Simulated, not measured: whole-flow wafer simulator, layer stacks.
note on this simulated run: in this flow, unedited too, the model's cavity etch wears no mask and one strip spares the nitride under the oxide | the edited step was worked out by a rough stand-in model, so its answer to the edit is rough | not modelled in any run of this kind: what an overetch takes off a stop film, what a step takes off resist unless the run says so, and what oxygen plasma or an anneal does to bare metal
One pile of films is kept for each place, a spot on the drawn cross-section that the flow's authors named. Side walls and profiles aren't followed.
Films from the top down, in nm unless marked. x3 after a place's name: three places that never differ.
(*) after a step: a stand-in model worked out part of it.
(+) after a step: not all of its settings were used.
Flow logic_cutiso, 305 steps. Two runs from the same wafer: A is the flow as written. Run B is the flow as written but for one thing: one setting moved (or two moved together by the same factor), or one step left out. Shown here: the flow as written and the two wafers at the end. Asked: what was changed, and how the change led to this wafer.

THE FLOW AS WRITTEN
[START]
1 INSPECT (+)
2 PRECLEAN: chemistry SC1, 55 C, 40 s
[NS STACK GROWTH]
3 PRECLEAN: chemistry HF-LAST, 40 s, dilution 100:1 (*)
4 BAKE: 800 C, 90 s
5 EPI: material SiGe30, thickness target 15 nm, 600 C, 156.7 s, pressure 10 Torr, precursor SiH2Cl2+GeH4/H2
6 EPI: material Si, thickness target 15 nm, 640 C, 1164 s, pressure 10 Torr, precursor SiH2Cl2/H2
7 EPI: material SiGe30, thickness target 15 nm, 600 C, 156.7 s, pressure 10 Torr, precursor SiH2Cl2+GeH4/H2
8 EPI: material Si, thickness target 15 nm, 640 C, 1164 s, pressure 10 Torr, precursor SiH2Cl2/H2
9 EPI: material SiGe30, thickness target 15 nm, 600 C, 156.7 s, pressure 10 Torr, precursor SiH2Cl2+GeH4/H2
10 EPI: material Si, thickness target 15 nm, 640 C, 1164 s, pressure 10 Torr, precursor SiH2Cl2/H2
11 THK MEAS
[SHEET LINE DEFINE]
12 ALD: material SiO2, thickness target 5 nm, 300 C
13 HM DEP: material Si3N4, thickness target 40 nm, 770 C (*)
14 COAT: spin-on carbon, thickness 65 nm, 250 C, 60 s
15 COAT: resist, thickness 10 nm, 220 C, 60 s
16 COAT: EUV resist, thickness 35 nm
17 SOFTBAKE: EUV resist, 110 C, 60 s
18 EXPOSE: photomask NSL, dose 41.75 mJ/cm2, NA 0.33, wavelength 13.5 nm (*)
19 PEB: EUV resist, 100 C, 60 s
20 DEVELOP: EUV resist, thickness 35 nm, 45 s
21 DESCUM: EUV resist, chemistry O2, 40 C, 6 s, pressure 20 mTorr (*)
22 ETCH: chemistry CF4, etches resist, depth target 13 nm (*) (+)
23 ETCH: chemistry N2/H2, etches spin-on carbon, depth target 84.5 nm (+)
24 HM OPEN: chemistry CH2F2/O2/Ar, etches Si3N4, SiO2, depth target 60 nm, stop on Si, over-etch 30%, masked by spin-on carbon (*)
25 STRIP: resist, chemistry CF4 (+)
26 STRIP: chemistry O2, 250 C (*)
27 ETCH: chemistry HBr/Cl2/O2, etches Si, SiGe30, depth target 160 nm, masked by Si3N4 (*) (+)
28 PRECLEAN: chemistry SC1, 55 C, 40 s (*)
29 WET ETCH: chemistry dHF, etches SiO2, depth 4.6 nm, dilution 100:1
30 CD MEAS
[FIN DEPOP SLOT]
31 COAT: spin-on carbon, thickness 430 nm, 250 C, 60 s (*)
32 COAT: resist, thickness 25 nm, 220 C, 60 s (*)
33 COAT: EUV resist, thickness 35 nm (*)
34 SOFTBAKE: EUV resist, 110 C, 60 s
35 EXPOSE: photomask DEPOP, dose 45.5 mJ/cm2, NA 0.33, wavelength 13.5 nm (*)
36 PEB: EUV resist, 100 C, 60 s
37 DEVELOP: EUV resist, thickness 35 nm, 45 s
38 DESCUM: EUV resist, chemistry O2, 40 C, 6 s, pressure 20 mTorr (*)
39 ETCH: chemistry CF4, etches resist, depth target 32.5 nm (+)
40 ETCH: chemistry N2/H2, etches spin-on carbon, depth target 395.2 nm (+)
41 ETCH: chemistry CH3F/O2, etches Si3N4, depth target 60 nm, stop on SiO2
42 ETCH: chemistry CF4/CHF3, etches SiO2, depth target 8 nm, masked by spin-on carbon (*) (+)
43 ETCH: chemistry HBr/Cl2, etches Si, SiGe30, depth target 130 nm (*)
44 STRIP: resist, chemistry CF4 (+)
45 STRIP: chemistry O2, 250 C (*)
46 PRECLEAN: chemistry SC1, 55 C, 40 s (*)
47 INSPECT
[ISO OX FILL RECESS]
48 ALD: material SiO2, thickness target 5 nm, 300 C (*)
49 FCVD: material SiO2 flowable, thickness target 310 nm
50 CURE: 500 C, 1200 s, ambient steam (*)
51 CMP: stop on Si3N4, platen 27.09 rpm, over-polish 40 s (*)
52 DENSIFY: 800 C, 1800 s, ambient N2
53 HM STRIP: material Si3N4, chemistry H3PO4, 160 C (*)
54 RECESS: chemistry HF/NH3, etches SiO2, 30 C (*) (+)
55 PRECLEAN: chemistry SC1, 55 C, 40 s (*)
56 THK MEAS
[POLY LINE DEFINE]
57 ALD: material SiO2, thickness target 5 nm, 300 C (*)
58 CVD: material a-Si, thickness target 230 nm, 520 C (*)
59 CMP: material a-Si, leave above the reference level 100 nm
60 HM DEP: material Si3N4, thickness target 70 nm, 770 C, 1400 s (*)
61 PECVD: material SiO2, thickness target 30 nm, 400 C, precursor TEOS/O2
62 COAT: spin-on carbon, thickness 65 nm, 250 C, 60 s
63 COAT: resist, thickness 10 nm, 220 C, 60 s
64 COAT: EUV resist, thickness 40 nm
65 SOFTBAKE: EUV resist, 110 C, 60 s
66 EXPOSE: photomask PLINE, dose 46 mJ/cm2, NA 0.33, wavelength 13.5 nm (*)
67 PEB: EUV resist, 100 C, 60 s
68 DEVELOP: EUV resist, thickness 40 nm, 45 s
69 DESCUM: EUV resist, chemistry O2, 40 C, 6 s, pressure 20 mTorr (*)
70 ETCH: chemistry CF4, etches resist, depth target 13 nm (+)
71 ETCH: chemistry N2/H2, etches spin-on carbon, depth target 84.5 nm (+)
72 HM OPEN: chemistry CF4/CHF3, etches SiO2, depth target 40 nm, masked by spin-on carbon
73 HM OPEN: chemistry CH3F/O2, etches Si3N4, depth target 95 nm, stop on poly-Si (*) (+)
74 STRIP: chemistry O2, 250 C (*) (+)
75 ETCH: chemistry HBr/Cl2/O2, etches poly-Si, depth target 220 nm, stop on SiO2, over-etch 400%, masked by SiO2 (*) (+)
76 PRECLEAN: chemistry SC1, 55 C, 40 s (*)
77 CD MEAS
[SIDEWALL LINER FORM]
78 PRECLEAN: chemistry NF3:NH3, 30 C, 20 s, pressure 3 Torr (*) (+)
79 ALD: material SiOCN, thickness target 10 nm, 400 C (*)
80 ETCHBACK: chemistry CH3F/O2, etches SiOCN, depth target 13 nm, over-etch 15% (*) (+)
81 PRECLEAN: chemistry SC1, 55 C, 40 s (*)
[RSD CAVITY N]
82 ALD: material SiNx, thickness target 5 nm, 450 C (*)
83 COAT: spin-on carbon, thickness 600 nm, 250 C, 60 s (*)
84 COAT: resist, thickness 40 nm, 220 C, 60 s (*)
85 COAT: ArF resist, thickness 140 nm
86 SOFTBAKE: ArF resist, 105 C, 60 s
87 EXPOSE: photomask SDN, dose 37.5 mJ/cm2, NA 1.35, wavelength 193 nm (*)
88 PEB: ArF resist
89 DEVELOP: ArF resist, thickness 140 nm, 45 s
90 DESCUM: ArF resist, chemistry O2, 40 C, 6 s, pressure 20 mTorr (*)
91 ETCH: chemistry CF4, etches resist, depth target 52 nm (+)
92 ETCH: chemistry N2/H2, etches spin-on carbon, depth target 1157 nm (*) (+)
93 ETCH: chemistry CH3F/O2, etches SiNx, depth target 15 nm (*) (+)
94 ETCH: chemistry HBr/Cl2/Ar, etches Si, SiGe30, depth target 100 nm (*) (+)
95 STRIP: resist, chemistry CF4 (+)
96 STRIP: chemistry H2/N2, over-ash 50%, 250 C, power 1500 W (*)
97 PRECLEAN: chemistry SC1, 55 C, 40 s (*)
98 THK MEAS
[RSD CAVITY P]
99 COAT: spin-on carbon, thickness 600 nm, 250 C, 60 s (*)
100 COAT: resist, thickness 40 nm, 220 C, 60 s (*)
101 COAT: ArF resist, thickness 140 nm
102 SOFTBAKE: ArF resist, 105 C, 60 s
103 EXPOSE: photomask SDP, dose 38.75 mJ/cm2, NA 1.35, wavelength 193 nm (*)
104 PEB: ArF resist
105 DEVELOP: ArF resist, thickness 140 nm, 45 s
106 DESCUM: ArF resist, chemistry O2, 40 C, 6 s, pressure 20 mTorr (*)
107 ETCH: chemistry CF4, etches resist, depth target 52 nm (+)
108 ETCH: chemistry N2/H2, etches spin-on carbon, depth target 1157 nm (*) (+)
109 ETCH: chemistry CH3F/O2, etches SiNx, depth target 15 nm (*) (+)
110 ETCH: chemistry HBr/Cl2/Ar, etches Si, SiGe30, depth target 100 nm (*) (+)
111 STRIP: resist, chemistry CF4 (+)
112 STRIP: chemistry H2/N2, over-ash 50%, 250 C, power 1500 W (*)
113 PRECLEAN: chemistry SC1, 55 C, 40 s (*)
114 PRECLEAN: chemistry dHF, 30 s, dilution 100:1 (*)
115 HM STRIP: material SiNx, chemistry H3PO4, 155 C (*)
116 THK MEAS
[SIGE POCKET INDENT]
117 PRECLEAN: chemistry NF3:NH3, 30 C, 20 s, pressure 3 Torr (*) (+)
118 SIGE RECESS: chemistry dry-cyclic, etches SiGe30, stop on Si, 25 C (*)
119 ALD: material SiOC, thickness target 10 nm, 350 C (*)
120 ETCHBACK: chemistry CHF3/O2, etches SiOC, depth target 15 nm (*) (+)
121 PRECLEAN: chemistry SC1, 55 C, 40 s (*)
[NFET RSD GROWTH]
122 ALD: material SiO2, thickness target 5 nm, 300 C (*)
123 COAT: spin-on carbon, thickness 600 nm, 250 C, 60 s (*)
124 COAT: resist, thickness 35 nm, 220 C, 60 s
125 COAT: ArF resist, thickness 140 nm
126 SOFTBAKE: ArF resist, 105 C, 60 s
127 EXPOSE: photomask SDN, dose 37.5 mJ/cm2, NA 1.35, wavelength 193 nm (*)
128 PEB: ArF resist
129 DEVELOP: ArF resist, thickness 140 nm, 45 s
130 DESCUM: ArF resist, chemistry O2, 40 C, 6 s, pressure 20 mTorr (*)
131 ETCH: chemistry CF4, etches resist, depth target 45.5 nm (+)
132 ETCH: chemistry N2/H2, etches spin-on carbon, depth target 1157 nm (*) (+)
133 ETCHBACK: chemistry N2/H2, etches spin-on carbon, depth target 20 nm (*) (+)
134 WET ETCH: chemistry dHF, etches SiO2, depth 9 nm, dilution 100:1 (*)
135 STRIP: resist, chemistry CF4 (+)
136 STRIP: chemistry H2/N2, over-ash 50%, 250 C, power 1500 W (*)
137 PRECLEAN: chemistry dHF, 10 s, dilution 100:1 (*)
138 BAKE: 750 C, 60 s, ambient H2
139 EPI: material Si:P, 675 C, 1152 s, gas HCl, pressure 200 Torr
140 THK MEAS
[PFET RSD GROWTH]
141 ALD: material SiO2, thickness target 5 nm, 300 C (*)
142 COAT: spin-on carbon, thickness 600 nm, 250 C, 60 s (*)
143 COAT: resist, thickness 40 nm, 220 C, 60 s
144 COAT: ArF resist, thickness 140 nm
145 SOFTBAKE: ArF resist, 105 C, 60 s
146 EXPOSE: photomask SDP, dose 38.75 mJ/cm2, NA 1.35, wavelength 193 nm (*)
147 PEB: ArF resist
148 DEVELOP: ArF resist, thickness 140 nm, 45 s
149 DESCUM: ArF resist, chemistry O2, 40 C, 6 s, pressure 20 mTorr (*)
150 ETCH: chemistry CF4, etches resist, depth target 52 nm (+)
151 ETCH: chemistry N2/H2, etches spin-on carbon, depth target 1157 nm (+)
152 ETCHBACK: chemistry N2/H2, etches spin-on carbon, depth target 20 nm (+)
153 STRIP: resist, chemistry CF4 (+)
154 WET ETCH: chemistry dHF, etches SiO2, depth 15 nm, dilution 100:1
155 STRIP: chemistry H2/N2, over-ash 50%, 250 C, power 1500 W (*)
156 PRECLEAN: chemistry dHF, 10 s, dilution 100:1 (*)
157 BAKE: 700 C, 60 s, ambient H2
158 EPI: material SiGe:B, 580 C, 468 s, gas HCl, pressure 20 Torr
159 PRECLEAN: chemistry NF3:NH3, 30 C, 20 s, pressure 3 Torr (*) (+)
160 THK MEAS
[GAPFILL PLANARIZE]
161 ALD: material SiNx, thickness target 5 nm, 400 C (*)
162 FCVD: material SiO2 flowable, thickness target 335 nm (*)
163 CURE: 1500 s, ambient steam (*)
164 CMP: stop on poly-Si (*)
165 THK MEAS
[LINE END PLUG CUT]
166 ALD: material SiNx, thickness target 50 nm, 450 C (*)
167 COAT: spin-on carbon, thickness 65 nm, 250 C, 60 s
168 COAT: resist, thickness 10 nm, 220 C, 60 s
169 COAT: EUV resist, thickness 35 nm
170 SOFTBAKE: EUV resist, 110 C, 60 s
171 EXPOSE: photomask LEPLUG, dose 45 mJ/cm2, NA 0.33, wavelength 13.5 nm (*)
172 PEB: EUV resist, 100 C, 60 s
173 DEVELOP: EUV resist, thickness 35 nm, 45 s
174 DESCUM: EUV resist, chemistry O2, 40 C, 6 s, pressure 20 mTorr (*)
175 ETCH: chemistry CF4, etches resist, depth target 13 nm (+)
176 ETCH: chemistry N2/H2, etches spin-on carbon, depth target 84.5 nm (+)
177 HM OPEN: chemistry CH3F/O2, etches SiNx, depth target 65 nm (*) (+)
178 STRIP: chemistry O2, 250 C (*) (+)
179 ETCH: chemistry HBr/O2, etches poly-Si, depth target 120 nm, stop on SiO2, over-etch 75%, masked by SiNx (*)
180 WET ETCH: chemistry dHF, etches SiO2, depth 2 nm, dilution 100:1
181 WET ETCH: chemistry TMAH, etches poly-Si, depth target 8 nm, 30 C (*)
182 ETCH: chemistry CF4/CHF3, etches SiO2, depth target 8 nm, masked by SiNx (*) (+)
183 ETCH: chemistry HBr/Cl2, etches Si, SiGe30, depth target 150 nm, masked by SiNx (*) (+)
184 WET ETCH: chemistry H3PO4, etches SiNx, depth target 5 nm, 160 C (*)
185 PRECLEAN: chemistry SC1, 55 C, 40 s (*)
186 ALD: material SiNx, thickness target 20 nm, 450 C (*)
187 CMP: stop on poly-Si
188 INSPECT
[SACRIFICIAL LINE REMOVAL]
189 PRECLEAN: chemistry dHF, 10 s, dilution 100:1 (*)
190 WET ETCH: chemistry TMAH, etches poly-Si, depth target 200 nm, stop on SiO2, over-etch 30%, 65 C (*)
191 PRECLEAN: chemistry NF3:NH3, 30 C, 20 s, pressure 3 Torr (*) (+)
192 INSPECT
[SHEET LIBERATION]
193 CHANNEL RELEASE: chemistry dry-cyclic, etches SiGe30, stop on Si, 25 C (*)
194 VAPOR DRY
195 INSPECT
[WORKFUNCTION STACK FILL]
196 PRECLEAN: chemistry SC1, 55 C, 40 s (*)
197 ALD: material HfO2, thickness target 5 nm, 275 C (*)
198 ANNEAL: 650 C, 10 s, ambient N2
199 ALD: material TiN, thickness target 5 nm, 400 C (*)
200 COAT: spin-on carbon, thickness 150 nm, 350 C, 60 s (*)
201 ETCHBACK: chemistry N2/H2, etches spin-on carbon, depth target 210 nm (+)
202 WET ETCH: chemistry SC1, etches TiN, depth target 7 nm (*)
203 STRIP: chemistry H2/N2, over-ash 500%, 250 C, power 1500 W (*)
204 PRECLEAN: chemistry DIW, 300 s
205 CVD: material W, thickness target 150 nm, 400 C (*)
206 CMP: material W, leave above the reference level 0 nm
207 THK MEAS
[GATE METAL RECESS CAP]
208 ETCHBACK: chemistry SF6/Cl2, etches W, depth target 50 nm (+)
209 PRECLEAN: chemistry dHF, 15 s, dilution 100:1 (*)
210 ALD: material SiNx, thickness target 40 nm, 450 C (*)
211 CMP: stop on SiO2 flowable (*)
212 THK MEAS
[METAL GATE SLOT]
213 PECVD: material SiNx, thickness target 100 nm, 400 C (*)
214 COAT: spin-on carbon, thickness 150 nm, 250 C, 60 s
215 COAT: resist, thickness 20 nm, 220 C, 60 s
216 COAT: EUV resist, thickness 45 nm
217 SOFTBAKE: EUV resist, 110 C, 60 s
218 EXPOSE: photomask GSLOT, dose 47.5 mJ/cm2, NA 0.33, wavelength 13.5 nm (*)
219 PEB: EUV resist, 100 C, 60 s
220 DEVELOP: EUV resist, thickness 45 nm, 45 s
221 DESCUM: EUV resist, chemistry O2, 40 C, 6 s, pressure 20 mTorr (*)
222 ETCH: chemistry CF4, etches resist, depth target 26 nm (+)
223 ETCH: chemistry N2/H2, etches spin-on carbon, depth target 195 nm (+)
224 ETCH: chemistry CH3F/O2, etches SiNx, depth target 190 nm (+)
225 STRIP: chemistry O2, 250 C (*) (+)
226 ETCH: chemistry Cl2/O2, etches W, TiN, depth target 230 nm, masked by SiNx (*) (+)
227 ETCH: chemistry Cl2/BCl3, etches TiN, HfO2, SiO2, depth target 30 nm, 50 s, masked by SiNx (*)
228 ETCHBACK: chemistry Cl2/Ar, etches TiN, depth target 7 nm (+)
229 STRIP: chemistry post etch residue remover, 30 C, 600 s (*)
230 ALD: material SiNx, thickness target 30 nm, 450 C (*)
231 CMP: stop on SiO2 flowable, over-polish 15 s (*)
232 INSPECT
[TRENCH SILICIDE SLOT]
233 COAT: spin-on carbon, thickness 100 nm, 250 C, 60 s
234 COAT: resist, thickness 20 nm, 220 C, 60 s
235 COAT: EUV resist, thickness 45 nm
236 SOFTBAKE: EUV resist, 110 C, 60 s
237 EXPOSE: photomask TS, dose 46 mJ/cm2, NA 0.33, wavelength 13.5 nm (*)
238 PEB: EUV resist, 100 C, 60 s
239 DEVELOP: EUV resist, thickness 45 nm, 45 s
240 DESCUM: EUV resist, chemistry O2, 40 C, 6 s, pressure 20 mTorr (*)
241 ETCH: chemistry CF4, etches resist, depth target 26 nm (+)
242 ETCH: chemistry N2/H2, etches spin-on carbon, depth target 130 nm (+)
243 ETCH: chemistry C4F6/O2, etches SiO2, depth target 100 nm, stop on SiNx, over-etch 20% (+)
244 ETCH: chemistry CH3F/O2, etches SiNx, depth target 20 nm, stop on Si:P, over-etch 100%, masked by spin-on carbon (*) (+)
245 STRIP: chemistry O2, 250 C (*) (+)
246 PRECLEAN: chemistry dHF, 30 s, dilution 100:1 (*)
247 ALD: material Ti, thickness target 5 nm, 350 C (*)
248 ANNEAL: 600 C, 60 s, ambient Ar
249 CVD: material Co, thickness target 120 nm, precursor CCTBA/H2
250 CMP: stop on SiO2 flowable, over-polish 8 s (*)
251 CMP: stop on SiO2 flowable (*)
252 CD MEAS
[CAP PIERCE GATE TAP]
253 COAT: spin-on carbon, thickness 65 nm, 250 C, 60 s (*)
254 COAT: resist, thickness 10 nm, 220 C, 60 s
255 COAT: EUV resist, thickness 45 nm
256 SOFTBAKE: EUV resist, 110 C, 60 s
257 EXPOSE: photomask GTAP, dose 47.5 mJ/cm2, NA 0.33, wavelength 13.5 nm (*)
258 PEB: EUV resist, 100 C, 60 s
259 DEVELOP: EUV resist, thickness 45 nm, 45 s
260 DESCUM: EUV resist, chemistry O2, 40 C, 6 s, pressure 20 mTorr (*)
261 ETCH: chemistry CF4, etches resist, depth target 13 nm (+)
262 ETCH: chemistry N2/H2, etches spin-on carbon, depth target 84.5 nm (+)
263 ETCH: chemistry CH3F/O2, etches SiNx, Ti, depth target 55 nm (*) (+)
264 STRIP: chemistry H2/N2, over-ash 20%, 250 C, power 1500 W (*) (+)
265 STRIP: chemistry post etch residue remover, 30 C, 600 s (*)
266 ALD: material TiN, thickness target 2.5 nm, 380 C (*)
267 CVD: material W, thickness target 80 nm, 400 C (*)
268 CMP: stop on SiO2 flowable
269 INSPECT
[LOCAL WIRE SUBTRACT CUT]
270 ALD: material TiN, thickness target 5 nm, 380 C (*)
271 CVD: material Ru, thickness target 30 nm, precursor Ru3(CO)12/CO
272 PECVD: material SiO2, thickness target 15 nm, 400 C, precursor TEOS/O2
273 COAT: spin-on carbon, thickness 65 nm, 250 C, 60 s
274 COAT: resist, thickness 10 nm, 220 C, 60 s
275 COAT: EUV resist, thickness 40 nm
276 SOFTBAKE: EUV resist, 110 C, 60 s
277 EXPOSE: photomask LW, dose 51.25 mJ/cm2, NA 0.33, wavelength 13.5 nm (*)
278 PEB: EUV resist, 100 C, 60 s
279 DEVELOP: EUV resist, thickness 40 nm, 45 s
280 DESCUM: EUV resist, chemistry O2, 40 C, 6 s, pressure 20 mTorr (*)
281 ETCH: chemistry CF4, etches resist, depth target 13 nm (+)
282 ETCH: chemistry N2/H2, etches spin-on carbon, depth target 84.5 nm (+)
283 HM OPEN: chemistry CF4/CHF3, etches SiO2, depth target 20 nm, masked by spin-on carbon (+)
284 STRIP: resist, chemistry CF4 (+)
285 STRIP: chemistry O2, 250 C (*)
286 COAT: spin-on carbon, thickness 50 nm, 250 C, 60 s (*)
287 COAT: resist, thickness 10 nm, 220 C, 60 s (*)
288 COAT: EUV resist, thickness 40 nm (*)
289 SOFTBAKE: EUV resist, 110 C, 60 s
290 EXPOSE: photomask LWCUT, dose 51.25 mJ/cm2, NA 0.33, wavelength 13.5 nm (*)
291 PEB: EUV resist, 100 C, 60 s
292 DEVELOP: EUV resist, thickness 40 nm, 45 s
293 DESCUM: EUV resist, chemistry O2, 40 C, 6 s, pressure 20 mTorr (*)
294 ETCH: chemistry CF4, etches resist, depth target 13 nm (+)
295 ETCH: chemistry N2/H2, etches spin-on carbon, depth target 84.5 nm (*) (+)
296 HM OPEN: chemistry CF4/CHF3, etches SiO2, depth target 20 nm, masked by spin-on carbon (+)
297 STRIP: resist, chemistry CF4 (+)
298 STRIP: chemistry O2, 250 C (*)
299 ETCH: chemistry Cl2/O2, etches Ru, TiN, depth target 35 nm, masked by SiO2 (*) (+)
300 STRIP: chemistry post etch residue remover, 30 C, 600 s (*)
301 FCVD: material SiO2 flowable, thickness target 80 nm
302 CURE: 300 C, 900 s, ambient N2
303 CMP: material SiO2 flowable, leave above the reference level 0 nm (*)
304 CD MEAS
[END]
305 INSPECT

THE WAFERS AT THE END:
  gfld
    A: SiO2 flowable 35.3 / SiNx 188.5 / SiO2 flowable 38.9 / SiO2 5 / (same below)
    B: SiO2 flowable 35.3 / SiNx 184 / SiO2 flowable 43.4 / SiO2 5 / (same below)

The cause: step 227, ETCH: depth target 25.5 nm was run, where the flow has depth target 30 nm; step 227, ETCH: 42.5 s was run, where the flow has 50 s.

How the change led to this, step by step:
  227 ETCH: chemistry Cl2/BCl3, etches TiN, HfO2, SiO2, depth target 30 nm, 50 s, masked by SiNx (*)
      depop, dpovl, gl and 18 more: A SiNx -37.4 | B SiNx -31.8
      gfld: A HfO2 -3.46 (all of it), SiO2 flowable -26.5 | B HfO2 -3.46 (all of it), SiO2 flowable -22
  231 CMP: stop on SiO2 flowable, over-polish 15 s (*)
      depop, dpovl, gl and 9 more: A SiNx -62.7 | B SiNx -68.3
      lnr, lnri, lnrp, lnrt: A SiNx -61 (all of it), SiOCN -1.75 | B SiNx -66.6 (all of it), SiOCN -1.75
      (and at 6 more places)
